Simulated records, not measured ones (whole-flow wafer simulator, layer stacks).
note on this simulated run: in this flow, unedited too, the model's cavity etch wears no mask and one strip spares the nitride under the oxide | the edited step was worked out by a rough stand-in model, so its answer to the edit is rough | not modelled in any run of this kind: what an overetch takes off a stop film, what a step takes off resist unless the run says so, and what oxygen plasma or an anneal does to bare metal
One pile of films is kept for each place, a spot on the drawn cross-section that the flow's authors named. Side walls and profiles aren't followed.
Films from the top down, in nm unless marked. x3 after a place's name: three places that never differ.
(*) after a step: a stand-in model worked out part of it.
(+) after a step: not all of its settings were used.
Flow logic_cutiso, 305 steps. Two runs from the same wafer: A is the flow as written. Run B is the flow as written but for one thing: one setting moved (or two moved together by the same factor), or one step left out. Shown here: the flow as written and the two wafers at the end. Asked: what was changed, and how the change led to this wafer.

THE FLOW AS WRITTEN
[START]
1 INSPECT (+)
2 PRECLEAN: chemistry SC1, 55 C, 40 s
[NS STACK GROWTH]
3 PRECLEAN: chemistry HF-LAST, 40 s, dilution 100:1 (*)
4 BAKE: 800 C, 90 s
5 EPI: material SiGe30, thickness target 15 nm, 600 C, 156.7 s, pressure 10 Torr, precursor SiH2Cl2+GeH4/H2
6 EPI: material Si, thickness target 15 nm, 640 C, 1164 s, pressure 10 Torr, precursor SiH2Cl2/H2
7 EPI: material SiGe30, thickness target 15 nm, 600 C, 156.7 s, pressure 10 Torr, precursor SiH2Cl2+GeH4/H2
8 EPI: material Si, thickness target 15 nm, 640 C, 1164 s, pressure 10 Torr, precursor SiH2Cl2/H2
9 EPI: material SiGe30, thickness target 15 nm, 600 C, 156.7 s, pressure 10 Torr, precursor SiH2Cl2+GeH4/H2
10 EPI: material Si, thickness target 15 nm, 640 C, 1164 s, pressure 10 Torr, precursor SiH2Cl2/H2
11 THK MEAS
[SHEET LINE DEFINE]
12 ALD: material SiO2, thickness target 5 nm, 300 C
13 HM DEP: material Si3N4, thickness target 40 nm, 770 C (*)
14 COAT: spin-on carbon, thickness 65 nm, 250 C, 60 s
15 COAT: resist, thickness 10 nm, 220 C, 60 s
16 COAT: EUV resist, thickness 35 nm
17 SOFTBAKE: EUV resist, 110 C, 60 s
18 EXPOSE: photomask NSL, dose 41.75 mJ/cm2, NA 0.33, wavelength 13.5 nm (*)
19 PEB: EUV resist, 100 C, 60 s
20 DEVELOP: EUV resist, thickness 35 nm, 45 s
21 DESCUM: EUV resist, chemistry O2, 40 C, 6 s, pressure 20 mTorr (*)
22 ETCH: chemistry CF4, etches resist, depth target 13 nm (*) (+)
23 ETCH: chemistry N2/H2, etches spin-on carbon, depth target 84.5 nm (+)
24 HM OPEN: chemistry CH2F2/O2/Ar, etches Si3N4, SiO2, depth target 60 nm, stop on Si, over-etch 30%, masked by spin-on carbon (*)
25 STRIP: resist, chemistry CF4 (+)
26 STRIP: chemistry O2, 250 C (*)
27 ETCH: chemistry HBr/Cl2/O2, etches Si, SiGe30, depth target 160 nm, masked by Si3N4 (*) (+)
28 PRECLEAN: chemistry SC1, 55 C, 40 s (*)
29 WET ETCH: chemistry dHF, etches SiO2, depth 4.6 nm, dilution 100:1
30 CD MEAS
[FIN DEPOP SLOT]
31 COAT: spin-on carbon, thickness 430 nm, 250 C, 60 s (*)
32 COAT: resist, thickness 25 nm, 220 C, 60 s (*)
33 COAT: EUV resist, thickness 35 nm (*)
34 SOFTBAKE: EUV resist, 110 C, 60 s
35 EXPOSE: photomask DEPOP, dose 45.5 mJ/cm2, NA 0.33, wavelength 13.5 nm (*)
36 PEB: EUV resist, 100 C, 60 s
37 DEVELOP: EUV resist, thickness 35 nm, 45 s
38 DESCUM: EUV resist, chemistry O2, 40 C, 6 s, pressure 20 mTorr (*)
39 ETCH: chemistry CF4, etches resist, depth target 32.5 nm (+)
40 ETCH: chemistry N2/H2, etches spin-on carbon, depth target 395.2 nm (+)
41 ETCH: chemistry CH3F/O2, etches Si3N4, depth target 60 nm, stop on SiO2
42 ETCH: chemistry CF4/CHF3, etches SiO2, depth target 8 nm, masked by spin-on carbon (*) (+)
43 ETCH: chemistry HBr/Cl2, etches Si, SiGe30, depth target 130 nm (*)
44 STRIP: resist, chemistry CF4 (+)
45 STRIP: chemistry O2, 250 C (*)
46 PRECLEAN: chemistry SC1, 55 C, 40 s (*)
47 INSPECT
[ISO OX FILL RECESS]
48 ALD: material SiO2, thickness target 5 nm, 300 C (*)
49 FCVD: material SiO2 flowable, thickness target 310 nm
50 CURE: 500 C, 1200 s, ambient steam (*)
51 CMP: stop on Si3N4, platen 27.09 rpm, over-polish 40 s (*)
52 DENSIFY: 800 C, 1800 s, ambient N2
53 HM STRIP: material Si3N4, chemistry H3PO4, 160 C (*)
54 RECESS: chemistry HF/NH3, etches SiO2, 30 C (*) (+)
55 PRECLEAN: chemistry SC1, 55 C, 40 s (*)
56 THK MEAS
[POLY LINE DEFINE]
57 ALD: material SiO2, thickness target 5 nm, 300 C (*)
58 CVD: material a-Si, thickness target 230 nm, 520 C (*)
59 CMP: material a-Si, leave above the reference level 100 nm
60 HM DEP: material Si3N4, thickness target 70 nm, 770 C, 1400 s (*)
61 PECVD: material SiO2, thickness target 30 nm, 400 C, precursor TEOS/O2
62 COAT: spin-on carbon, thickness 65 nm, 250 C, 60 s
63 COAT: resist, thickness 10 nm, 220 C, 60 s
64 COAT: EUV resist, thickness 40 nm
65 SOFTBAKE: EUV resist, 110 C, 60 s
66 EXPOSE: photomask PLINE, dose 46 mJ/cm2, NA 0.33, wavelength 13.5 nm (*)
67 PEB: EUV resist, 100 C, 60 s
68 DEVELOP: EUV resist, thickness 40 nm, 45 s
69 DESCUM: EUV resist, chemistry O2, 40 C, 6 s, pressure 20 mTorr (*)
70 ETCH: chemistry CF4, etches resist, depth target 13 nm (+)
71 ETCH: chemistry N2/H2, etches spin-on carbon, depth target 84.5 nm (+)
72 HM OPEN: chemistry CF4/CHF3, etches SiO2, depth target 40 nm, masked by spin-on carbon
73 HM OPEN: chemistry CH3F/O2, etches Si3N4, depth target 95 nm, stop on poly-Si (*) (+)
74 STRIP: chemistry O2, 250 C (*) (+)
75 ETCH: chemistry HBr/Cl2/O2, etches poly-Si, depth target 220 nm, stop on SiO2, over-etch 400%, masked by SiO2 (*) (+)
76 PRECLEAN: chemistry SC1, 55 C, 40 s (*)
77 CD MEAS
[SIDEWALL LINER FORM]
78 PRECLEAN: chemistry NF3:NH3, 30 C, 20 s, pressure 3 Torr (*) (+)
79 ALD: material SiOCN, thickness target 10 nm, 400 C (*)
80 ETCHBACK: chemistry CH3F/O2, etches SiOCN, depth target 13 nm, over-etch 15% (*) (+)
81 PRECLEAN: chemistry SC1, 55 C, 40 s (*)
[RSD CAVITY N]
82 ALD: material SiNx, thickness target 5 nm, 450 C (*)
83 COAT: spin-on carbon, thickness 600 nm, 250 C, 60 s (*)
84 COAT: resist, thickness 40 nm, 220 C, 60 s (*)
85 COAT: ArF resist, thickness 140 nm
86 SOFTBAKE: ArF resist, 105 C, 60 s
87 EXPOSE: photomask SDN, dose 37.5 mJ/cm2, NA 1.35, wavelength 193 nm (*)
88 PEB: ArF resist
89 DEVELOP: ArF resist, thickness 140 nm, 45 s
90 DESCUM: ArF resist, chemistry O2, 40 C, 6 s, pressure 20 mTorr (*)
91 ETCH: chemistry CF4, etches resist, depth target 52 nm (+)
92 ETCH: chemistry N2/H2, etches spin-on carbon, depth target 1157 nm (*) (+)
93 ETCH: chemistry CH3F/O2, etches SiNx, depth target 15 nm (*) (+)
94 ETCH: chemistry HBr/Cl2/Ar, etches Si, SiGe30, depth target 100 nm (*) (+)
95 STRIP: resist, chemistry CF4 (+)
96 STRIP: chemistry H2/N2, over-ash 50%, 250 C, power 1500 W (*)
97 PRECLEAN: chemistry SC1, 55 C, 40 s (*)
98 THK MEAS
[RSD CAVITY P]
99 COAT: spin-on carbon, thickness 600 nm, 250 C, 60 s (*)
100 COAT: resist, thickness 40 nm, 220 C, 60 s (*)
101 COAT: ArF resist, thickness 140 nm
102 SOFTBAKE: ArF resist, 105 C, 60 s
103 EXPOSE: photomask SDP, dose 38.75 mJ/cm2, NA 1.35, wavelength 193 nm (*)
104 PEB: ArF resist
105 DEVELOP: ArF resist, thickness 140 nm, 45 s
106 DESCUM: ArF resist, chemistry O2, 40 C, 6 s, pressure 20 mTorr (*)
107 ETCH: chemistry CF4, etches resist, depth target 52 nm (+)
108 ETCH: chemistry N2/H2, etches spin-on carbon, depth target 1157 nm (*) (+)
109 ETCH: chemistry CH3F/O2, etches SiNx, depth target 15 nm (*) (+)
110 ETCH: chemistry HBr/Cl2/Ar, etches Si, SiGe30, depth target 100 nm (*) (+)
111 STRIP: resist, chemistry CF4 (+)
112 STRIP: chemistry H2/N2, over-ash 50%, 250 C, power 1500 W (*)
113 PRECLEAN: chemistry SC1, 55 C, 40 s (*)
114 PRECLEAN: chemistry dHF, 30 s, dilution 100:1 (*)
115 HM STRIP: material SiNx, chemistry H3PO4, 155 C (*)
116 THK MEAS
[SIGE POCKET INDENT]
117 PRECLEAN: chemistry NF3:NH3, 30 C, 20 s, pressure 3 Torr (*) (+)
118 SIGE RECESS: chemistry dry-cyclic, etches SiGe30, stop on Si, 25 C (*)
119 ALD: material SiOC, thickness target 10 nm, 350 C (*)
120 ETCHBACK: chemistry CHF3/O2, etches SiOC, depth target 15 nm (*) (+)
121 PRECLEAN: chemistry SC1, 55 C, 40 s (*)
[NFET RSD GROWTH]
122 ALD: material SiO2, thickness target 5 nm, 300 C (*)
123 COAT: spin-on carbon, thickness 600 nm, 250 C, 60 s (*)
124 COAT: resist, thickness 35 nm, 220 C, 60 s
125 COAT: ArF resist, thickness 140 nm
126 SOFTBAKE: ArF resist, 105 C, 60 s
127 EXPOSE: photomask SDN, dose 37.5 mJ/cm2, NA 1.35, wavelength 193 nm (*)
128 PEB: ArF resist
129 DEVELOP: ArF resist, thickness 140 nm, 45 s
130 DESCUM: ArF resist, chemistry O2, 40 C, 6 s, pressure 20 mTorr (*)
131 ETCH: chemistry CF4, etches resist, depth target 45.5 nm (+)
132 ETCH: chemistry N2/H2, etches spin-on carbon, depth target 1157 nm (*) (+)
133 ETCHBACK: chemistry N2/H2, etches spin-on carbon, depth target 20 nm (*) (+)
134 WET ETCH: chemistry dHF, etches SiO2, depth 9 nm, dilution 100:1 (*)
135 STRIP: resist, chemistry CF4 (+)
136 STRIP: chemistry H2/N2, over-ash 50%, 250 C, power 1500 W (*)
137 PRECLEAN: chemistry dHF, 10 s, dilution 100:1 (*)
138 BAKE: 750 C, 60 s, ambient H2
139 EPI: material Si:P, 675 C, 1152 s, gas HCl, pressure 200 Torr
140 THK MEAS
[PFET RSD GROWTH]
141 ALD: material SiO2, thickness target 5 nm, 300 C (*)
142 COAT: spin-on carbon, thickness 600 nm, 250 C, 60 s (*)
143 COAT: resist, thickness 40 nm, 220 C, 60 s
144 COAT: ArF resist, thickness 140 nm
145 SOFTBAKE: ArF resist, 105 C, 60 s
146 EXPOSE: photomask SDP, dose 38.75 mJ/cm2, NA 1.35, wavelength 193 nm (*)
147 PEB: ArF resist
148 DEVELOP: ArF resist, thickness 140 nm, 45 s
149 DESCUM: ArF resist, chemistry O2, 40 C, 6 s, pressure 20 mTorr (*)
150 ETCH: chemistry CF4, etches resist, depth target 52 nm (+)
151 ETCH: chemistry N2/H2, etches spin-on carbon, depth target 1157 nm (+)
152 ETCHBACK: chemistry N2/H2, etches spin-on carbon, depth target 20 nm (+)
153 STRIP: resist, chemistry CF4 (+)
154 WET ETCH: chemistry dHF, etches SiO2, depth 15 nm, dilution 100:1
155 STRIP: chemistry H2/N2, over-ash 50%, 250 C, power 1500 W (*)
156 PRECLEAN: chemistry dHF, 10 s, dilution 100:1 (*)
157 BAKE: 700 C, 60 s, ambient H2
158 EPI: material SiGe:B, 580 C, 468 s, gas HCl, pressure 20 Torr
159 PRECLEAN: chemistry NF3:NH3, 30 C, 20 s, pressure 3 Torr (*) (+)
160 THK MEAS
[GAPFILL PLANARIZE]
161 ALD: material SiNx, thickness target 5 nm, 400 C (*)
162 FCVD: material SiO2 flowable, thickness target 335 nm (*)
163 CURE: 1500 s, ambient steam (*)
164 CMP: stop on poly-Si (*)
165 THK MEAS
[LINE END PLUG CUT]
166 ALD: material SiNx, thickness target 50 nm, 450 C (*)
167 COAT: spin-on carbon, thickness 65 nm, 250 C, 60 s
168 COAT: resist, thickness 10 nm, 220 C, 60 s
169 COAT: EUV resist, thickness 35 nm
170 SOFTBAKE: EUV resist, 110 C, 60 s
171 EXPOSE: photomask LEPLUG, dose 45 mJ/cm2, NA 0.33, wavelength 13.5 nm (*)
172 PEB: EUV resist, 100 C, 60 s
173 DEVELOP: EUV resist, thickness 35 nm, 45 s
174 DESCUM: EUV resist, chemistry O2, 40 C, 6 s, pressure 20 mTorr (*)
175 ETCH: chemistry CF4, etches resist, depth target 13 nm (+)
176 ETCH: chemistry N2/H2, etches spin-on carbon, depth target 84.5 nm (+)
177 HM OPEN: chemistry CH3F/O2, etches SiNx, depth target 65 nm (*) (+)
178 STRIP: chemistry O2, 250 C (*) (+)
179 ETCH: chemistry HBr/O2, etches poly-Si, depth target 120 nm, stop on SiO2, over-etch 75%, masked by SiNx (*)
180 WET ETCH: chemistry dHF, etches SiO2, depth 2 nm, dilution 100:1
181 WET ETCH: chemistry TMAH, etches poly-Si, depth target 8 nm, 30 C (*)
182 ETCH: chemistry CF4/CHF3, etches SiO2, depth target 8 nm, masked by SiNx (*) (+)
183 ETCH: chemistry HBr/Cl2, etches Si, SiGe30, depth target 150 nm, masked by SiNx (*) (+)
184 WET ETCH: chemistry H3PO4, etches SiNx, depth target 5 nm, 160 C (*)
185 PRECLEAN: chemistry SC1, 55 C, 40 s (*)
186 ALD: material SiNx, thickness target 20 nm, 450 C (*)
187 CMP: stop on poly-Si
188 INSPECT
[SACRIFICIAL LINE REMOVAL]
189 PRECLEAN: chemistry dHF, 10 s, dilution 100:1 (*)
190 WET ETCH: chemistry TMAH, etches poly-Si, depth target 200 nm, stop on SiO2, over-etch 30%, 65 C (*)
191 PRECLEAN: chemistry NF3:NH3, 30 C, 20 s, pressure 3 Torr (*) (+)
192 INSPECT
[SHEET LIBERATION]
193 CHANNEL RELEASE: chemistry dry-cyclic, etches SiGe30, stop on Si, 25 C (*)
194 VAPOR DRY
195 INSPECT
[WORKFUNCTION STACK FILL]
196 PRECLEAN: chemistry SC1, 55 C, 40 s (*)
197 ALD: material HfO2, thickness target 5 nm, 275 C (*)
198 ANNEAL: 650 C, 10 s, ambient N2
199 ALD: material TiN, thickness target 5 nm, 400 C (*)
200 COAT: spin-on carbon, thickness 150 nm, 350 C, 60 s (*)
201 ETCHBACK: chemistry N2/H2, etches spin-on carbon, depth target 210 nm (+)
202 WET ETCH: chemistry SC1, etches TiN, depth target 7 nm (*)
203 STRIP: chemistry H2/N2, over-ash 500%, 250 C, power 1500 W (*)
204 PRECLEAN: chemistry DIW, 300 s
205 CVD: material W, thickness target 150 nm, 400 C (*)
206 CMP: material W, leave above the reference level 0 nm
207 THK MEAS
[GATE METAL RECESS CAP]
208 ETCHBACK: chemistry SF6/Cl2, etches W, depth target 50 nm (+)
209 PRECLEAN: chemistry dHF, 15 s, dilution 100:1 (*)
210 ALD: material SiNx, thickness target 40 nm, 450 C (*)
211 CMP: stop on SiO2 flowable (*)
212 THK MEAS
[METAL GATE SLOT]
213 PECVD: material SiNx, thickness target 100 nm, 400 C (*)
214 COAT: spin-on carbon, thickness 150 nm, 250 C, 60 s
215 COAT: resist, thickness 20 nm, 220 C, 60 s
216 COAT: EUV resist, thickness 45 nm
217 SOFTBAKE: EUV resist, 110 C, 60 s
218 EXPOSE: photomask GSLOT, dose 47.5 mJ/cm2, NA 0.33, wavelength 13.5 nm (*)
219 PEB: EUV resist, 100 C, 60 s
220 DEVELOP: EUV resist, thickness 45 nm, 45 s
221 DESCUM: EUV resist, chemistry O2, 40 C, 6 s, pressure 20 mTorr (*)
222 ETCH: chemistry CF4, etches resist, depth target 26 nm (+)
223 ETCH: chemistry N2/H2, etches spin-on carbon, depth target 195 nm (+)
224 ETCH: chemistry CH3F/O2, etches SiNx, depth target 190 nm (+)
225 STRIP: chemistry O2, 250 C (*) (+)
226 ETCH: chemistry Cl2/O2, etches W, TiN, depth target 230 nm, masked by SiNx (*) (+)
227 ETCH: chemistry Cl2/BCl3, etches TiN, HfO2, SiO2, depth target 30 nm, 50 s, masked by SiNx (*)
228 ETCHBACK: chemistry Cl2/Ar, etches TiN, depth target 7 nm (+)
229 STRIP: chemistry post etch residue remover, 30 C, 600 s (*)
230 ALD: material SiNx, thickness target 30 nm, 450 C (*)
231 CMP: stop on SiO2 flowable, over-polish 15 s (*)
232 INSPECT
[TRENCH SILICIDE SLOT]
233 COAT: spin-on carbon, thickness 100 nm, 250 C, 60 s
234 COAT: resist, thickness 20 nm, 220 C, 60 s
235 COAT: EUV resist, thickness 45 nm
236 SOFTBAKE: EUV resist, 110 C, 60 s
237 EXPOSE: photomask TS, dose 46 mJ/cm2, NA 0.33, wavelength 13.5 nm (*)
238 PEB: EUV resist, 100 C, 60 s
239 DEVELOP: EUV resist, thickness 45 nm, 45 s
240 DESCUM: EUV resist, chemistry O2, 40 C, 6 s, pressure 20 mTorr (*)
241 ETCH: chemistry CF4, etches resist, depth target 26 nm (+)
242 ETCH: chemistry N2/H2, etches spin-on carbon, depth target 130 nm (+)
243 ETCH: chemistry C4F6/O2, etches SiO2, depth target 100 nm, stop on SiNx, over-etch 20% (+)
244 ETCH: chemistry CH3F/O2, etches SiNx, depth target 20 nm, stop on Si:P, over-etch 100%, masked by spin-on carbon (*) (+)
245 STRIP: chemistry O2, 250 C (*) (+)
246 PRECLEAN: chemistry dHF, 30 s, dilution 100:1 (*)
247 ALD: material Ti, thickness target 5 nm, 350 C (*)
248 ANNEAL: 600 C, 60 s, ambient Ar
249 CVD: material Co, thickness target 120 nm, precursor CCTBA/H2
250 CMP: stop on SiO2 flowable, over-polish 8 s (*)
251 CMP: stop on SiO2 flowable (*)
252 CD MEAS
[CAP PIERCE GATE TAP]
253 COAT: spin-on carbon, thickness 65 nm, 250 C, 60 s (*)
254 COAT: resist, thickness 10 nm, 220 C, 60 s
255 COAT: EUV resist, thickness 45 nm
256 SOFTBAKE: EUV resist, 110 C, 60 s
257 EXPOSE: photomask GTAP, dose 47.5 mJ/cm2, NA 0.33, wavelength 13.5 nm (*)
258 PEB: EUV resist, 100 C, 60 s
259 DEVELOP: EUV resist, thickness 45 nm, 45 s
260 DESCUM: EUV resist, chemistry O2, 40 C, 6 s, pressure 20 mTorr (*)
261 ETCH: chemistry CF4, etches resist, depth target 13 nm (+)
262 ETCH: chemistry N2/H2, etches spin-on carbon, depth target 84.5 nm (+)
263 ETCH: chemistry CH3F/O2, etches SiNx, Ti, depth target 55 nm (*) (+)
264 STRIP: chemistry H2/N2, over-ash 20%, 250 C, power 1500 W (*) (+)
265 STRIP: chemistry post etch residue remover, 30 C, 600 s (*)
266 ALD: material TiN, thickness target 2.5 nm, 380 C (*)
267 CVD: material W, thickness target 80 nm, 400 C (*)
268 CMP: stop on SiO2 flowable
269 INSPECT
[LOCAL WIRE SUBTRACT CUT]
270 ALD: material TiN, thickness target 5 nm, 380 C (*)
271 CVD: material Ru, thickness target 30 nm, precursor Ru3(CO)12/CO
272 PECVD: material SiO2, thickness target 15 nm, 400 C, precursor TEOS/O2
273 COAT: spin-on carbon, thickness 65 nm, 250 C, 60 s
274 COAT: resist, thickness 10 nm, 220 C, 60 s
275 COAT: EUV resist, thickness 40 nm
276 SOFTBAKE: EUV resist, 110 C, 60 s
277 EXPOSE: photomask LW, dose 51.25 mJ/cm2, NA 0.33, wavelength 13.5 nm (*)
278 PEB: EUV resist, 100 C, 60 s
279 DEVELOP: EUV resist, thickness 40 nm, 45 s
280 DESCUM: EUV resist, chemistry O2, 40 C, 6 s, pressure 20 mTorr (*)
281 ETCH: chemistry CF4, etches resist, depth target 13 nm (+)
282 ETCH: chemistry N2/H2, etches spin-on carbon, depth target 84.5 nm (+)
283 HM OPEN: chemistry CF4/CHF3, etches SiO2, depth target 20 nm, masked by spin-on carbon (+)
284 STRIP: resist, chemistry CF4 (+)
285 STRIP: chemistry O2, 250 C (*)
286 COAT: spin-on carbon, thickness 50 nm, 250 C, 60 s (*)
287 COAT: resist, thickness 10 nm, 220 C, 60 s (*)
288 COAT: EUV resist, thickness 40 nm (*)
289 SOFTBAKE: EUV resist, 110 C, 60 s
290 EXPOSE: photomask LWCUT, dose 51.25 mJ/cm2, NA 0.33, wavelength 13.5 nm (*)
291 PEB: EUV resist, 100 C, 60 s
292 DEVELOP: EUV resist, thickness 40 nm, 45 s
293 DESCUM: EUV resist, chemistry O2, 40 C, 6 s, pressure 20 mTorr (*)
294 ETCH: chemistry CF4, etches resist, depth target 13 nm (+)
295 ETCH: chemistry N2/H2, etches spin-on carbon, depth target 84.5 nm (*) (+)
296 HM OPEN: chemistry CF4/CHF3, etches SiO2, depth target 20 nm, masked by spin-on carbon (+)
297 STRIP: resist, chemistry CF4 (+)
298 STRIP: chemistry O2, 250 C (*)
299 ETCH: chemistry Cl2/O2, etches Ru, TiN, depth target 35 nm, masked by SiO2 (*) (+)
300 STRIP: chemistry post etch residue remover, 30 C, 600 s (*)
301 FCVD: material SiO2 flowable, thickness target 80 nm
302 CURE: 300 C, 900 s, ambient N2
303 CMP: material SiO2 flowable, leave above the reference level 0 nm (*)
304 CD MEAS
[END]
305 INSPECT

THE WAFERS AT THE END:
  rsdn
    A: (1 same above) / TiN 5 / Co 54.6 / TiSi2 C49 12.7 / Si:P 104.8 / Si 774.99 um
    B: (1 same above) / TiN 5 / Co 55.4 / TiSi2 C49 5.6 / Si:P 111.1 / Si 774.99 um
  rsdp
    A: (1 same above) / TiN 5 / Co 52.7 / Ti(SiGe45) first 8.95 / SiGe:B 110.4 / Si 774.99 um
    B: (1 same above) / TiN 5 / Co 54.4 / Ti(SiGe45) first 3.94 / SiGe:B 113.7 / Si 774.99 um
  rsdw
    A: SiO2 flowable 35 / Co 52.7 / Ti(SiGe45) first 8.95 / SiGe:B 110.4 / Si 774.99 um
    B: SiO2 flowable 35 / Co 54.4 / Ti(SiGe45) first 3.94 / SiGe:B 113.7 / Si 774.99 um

The cause: step 247, ALD: thickness target 2.2 nm was run, where the flow has thickness target 5 nm.

How the change led to this, step by step:
  247 ALD: material Ti, thickness target 5 nm, 350 C (*)
      depop, dpovl, gfld and 19 more: A Ti +5 (new film) | B Ti +2.2 (new film)
  248 ANNEAL: 600 C, 60 s, ambient Ar
      rsdp, rsdw: A Ti(SiGe45) first +8.95 (new film), Ti -5 (all of it), SiGe:B -5.98 | B Ti(SiGe45) first +3.94 (new film), Ti -2.2 (all of it), SiGe:B -2.63
      rsdn: A TiSi2 C49 +12.7 (new film), Ti -5 (all of it), Si:P -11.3 | B TiSi2 C49 +5.6 (new film), Ti -2.2 (all of it), Si:P -4.99
  250 CMP: stop on SiO2 flowable, over-polish 8 s (*)
      rsdx: A Co -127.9 (all of it) | B Co -125
      gl, glp, gxf, gxn, gxp, tap: A Co -120.3 (all of it), Ti -5 (all of it), SiNx -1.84 | B Co -120.3 (all of it), Ti -2.2 (all of it), SiNx -1.84
      (and at 15 more places)
  251 CMP: stop on SiO2 flowable (*)
      rsdx: A Ti -5 (all of it) | B Co -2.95 (all of it), Ti -2.2 (all of it)
      iso: A Co -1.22 (all of it), Ti -4.34 | B Co -4.02 (all of it), Ti -1.54
